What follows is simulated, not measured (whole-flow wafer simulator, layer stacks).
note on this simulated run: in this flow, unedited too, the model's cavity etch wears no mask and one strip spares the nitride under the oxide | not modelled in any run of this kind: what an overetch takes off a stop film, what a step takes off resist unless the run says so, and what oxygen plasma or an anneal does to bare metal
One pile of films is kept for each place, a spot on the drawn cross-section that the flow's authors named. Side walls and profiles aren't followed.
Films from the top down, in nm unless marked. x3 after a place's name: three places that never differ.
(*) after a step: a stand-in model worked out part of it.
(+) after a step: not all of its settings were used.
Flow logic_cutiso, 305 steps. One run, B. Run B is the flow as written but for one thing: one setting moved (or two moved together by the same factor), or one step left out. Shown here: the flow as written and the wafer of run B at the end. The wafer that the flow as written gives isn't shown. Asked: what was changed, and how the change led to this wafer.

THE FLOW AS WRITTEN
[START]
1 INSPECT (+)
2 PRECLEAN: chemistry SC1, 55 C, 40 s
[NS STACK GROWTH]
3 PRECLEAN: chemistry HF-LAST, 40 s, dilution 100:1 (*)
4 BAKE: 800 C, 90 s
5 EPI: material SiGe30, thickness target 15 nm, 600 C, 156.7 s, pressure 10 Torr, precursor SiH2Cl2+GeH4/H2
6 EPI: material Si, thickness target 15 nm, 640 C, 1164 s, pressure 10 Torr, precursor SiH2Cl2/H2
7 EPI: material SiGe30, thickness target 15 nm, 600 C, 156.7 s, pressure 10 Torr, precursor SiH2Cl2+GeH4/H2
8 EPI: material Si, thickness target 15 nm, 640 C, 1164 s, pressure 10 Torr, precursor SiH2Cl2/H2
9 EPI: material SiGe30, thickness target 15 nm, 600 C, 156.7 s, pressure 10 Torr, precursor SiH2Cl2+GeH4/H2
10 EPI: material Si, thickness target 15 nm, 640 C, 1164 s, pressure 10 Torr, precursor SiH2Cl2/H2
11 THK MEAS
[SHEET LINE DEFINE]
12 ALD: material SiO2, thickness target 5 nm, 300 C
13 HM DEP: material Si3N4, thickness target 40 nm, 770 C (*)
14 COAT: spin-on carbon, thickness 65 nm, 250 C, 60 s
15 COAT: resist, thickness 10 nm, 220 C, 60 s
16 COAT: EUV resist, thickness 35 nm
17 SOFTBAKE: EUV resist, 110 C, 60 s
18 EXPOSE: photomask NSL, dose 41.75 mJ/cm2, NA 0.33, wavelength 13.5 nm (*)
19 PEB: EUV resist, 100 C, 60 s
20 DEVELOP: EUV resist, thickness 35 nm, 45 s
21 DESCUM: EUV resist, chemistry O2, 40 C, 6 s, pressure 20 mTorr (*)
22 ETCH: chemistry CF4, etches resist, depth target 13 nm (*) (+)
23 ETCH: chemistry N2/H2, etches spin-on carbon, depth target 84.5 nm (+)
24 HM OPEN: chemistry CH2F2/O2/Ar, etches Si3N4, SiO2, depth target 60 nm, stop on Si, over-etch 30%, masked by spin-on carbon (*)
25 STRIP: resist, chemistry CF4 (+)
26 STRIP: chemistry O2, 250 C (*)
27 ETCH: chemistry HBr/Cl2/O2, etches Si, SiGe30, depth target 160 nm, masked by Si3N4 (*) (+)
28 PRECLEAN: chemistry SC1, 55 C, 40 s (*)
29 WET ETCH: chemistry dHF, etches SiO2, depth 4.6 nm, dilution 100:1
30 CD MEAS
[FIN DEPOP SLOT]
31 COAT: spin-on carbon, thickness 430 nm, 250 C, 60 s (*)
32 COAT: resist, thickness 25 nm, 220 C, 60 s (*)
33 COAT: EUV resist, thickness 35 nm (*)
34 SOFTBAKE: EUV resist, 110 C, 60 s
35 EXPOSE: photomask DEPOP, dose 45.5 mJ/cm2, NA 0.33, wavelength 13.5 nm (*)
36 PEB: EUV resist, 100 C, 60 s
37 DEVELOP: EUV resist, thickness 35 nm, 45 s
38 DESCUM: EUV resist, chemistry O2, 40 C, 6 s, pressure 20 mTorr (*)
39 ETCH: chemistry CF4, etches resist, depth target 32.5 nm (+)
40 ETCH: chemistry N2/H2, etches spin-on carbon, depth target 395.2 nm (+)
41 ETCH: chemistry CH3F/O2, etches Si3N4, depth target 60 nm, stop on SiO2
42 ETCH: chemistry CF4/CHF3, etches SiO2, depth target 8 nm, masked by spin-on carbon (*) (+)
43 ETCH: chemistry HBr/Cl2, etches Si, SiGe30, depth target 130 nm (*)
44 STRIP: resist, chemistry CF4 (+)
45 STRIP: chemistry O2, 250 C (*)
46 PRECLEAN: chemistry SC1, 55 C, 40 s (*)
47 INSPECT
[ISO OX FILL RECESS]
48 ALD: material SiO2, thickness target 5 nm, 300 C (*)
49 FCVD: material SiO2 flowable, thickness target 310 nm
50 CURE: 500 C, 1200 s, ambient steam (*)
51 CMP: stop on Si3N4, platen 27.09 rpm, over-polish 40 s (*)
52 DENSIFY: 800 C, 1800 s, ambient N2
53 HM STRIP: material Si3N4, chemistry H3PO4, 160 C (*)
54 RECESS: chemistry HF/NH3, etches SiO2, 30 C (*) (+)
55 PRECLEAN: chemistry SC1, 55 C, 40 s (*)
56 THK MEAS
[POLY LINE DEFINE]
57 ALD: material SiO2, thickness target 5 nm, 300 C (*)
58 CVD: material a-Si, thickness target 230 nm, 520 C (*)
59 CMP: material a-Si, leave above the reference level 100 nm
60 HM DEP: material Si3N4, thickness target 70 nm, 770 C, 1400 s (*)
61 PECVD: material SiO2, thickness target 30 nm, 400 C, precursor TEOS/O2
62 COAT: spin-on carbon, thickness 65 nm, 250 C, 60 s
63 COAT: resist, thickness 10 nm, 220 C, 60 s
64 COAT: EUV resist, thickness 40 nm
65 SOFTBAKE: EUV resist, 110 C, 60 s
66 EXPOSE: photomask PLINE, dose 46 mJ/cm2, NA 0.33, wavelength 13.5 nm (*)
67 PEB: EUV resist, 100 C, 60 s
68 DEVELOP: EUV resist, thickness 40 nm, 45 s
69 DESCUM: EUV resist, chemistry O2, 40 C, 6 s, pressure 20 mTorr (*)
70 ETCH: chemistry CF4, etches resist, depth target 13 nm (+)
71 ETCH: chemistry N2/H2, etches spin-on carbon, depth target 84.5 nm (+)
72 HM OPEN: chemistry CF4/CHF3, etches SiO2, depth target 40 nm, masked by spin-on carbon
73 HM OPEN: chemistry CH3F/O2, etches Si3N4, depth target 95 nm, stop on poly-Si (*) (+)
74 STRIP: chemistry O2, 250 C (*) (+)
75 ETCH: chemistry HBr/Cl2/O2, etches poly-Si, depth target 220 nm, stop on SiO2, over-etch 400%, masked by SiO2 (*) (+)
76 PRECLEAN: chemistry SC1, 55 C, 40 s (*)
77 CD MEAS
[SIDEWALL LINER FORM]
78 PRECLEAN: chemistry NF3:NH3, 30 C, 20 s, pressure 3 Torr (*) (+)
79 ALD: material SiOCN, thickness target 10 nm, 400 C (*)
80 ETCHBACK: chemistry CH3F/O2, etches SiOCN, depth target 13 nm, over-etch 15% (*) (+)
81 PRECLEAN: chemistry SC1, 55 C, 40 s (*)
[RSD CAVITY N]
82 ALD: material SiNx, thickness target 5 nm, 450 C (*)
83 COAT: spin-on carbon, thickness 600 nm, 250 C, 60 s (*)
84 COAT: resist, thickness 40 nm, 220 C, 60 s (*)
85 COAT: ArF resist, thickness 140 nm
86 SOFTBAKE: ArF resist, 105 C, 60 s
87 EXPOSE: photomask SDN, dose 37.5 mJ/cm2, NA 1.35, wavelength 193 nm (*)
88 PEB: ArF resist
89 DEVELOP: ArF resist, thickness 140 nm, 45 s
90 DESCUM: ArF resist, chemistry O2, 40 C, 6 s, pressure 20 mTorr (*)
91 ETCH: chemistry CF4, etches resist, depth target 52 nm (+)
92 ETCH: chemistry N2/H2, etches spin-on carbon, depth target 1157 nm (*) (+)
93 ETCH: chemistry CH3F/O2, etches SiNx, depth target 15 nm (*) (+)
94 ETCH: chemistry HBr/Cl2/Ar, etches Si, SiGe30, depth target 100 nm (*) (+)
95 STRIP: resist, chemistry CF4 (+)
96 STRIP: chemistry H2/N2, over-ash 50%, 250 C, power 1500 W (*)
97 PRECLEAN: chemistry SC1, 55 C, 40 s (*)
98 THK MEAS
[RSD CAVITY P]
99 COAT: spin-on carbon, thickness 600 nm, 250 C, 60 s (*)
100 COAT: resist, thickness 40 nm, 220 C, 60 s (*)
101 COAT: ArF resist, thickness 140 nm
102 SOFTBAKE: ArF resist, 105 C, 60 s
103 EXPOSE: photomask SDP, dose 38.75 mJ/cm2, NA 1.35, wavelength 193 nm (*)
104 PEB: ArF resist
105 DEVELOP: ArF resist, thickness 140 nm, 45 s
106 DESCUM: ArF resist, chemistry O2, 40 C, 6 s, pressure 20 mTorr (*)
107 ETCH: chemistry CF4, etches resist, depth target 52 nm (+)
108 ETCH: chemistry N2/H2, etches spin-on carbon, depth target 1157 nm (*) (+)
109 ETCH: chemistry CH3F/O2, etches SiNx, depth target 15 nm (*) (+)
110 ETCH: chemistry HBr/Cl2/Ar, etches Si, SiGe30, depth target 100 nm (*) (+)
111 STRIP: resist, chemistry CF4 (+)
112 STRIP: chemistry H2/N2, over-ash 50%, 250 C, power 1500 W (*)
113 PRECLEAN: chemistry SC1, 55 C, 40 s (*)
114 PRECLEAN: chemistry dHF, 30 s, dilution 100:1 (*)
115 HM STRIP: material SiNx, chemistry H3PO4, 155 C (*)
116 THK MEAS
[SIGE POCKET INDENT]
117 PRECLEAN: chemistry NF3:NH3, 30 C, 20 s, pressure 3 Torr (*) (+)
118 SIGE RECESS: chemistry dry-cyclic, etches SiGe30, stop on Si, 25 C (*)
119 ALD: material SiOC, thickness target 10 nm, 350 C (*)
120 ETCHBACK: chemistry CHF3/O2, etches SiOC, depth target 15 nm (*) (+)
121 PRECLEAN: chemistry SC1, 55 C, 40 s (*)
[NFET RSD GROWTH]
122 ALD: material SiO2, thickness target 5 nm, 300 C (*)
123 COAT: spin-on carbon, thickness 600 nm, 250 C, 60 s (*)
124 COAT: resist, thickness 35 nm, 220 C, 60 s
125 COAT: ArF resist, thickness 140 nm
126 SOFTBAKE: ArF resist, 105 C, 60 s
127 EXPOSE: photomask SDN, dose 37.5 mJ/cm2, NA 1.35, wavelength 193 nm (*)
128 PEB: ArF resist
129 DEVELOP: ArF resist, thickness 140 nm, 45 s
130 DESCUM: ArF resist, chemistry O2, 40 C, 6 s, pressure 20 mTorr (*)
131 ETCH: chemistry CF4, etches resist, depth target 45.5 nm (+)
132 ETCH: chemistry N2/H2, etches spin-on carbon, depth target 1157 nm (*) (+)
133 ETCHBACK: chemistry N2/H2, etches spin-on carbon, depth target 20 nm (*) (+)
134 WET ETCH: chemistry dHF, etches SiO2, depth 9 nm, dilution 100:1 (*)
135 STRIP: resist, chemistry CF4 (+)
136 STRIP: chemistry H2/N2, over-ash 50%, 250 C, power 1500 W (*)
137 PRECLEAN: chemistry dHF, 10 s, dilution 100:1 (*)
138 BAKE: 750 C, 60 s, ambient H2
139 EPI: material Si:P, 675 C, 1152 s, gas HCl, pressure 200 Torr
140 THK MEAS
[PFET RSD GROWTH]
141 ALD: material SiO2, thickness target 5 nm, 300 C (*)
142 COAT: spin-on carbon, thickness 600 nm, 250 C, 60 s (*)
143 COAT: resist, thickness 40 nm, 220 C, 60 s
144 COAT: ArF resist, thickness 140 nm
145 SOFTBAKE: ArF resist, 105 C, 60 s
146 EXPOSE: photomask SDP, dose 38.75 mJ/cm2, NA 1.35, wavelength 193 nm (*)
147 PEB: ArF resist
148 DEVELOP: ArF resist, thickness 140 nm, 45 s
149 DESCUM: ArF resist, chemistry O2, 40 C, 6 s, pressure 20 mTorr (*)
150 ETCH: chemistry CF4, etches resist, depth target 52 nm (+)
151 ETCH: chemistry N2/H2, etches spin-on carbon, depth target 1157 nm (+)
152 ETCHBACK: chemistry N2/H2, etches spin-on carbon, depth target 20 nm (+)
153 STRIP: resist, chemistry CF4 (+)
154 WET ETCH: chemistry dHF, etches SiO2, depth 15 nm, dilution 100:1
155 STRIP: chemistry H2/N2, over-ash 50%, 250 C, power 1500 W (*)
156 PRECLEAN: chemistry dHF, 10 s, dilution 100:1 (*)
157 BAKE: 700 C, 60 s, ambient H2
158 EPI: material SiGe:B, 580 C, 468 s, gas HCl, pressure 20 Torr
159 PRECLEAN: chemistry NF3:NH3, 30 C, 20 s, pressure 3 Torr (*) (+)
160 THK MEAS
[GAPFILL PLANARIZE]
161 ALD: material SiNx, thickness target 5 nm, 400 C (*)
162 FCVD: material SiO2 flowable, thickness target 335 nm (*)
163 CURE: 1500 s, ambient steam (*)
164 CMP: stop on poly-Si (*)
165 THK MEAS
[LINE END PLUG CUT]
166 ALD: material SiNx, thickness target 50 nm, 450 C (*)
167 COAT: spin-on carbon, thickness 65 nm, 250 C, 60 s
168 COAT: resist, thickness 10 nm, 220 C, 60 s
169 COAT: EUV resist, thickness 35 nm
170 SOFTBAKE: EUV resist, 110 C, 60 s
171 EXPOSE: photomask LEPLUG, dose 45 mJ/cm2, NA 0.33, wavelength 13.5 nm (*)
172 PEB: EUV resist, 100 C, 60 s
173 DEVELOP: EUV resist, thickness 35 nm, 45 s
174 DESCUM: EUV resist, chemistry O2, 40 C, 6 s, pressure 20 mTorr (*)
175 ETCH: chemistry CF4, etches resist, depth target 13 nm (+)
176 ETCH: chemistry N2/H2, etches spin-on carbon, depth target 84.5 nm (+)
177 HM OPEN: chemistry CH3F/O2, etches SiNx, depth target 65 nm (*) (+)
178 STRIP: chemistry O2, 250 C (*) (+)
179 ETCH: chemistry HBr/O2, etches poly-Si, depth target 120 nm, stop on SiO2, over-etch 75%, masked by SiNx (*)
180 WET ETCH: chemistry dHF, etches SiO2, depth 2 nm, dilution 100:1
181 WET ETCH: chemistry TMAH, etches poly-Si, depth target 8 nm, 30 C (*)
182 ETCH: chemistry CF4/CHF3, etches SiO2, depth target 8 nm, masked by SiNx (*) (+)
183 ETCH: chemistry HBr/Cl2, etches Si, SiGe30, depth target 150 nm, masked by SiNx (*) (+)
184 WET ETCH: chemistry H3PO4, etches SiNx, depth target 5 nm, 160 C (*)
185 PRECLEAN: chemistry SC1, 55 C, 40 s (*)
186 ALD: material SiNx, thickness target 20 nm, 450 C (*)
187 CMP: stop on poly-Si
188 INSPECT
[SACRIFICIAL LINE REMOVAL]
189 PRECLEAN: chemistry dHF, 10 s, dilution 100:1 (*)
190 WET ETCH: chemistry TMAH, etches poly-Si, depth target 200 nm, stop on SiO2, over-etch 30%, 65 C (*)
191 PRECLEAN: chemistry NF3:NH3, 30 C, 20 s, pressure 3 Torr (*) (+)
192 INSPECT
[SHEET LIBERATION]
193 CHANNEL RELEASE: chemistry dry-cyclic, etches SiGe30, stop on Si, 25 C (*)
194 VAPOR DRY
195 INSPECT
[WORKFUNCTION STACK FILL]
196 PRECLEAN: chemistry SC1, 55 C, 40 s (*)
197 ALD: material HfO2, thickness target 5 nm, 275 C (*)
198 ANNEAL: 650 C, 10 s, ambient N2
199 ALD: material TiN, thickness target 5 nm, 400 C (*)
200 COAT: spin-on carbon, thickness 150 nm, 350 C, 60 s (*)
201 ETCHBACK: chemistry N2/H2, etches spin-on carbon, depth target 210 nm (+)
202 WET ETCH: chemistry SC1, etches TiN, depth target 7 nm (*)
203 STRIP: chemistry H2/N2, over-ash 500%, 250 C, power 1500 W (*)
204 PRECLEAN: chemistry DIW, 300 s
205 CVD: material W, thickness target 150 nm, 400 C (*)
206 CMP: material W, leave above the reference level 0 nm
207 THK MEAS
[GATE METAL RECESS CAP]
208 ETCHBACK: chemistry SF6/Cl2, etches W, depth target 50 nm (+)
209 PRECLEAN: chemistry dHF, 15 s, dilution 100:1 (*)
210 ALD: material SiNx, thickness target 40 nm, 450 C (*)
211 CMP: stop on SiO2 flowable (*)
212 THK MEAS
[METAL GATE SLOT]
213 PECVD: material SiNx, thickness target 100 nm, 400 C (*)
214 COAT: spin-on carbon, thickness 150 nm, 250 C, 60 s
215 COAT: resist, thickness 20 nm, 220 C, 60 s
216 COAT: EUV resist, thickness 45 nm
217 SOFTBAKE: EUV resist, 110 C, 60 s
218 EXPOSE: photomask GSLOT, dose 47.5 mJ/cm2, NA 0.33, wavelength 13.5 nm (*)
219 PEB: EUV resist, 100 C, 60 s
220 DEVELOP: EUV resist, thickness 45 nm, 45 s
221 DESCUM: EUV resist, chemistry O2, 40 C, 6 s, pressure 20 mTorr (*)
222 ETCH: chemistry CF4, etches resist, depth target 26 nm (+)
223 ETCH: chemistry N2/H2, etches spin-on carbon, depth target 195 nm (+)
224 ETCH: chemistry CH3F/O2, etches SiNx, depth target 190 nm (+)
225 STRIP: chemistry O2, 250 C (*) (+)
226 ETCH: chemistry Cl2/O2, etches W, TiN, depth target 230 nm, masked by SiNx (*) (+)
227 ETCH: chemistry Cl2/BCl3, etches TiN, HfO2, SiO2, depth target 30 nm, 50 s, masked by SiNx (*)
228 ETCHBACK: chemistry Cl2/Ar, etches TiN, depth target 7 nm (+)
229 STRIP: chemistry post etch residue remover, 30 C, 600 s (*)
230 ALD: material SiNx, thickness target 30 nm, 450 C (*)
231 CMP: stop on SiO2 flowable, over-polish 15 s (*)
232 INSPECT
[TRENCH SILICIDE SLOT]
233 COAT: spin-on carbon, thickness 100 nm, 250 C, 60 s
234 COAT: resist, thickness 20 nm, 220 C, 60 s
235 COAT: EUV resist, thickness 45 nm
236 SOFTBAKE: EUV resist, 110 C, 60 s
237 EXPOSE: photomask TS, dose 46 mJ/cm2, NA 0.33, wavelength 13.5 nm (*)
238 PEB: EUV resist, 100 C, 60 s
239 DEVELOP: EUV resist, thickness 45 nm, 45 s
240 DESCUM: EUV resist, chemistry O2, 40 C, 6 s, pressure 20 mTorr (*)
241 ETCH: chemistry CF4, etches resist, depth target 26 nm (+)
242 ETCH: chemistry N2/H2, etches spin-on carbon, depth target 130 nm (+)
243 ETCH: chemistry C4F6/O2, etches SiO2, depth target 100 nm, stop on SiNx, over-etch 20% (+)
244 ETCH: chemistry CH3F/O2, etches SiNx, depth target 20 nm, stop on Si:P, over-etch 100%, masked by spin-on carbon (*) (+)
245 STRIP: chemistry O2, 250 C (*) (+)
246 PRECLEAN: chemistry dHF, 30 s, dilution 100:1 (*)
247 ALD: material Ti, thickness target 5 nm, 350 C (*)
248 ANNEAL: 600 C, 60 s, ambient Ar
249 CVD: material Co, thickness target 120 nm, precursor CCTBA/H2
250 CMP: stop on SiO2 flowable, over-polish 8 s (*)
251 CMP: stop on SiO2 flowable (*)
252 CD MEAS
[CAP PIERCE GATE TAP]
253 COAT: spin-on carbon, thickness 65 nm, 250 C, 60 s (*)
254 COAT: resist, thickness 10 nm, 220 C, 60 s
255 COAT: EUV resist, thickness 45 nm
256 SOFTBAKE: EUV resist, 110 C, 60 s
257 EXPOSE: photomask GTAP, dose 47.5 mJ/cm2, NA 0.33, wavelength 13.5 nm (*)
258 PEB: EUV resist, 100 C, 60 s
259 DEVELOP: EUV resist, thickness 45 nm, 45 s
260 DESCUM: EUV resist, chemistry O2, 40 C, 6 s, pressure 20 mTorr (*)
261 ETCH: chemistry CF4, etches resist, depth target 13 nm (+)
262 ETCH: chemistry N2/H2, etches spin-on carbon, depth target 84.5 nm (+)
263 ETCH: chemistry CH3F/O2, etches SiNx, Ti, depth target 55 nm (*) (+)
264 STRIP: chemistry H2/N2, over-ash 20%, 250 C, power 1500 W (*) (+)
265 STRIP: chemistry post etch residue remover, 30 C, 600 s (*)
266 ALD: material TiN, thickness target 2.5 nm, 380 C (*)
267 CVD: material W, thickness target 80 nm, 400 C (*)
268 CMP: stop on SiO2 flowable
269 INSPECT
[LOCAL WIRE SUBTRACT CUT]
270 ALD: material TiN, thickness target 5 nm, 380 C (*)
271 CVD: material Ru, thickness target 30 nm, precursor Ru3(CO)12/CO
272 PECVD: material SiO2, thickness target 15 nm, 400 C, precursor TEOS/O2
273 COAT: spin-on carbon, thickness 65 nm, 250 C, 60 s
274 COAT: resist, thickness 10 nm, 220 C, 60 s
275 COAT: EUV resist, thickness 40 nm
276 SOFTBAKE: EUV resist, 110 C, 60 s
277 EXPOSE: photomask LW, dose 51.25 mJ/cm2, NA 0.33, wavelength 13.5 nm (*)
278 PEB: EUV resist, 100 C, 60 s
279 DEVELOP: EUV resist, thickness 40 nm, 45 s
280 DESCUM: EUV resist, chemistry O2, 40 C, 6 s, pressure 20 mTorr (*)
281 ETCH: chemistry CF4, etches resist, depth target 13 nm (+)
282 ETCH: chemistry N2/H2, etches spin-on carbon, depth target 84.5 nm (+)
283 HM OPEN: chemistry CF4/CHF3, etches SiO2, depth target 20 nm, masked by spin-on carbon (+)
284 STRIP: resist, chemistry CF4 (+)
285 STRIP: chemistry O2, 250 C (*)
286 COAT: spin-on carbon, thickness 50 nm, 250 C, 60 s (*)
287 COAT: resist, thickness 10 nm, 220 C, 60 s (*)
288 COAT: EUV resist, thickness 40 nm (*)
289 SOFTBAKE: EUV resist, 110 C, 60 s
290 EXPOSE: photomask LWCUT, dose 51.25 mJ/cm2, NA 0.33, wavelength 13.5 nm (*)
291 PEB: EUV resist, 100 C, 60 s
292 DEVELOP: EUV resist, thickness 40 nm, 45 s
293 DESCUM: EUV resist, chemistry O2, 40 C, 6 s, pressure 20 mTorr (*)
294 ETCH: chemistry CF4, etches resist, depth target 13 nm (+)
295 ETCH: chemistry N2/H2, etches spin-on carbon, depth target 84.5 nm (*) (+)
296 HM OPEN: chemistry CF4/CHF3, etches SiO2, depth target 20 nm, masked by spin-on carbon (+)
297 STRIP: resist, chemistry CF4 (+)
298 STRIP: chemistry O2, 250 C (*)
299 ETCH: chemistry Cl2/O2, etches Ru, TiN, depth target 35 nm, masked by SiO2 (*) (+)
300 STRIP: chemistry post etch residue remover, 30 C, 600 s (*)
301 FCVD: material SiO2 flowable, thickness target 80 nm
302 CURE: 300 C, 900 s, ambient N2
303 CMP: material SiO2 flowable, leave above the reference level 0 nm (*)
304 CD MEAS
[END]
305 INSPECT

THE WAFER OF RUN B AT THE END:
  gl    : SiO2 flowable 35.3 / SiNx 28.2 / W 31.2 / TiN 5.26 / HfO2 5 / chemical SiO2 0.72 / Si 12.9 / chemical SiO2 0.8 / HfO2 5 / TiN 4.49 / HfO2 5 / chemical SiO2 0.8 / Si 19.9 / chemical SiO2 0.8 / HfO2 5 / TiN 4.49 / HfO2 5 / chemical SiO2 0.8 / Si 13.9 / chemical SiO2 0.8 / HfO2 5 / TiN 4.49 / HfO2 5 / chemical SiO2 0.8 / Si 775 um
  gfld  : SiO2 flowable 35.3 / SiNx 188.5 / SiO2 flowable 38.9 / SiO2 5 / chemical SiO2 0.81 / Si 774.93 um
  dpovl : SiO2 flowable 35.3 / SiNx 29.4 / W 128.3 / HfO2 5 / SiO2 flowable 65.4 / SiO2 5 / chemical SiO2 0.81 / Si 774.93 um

The cause: step 8, EPI: 1630 s was run, where the flow has 1164 s.

How the change led to this, step by step:
  8 EPI: material Si, thickness target 15 nm, 640 C, 1164 s, pressure 10 Torr, precursor SiH2Cl2/H2
      depop, dpovl, gfld and 19 more: Si +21 (new film) (as written it would be: Si +15 (new film))
  27 ETCH: chemistry HBr/Cl2/O2, etches Si, SiGe30, depth target 160 nm, masked by Si3N4 (*) (+)
      gfld, gxf, iso, lnri: chemical SiO2 -0.79 (all of it), Si -11.4 (all of it), SiGe30 -15 (all of it), Si -21 (all of it), SiGe30 -15 (all of it), Si -15 (all of it), SiGe30 -15 (all of it), Si -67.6 (as written it would be: chemical SiO2 -0.79 (all of it), Si -11.4 (all of it), SiGe30 -15 (all of it), Si -15 (all of it), SiGe30 -15 (all of it), Si -15 (all of it), SiGe30 -15 (all of it), Si -73.6)
      dpovl, nsgap: chemical SiO2 -0.79 (all of it), Si -11.8 (all of it), SiGe30 -15 (all of it), Si -21 (all of it), SiGe30 -15 (all of it), Si -15 (all of it), SiGe30 -15 (all of it), Si -67.2 (as written it would be: chemical SiO2 -0.79 (all of it), Si -11.8 (all of it), SiGe30 -15 (all of it), Si -15 (all of it), SiGe30 -15 (all of it), Si -15 (all of it), SiGe30 -15 (all of it), Si -73.2)
      (and at 1 more place)
  43 ETCH: chemistry HBr/Cl2, etches Si, SiGe30, depth target 130 nm (*)
      depop: Si -14 (all of it), SiGe30 -15 (all of it), Si -21 (all of it), SiGe30 -15 (all of it), Si -15 (all of it), SiGe30 -15 (all of it), Si -35 (as written it would be: Si -14 (all of it), SiGe30 -15 (all of it), Si -15 (all of it), SiGe30 -15 (all of it), Si -15 (all of it), SiGe30 -15 (all of it), Si -41)
  94 ETCH: chemistry HBr/Cl2/Ar, etches Si, SiGe30, depth target 100 nm (*) (+)
      rsdn, rsdx: chemical SiO2 -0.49 (all of it), Si -12.8 (all of it), SiGe30 -15 (all of it), Si -21 (all of it), SiGe30 -15 (all of it), Si -15 (all of it), SiGe30 -15 (all of it), Si -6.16 (as written it would be: chemical SiO2 -0.49 (all of it), Si -12.8 (all of it), SiGe30 -15 (all of it), Si -15 (all of it), SiGe30 -15 (all of it), Si -15 (all of it), SiGe30 -15 (all of it), Si -12.2)
  110 ETCH: chemistry HBr/Cl2/Ar, etches Si, SiGe30, depth target 100 nm (*) (+)
      rsdp, rsdw: chemical SiO2 -0.49 (all of it), Si -12.8 (all of it), SiGe30 -15 (all of it), Si -21 (all of it), SiGe30 -15 (all of it), Si -15 (all of it), SiGe30 -15 (all of it), Si -6.16 (as written it would be: chemical SiO2 -0.49 (all of it), Si -12.8 (all of it), SiGe30 -15 (all of it), Si -15 (all of it), SiGe30 -15 (all of it), Si -15 (all of it), SiGe30 -15 (all of it), Si -12.2)
  183 ETCH: chemistry HBr/Cl2, etches Si, SiGe30, depth target 150 nm, masked by SiNx (*) (+)
      plug: Si -13.6 (all of it), SiGe30 -15 (all of it), Si -21 (all of it), SiGe30 -15 (all of it), Si -15 (all of it), SiGe30 -15 (all of it), Si -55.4 (as written it would be: Si -13.6 (all of it), SiGe30 -15 (all of it), Si -15 (all of it), SiGe30 -15 (all of it), Si -15 (all of it), SiGe30 -15 (all of it), Si -61.4)
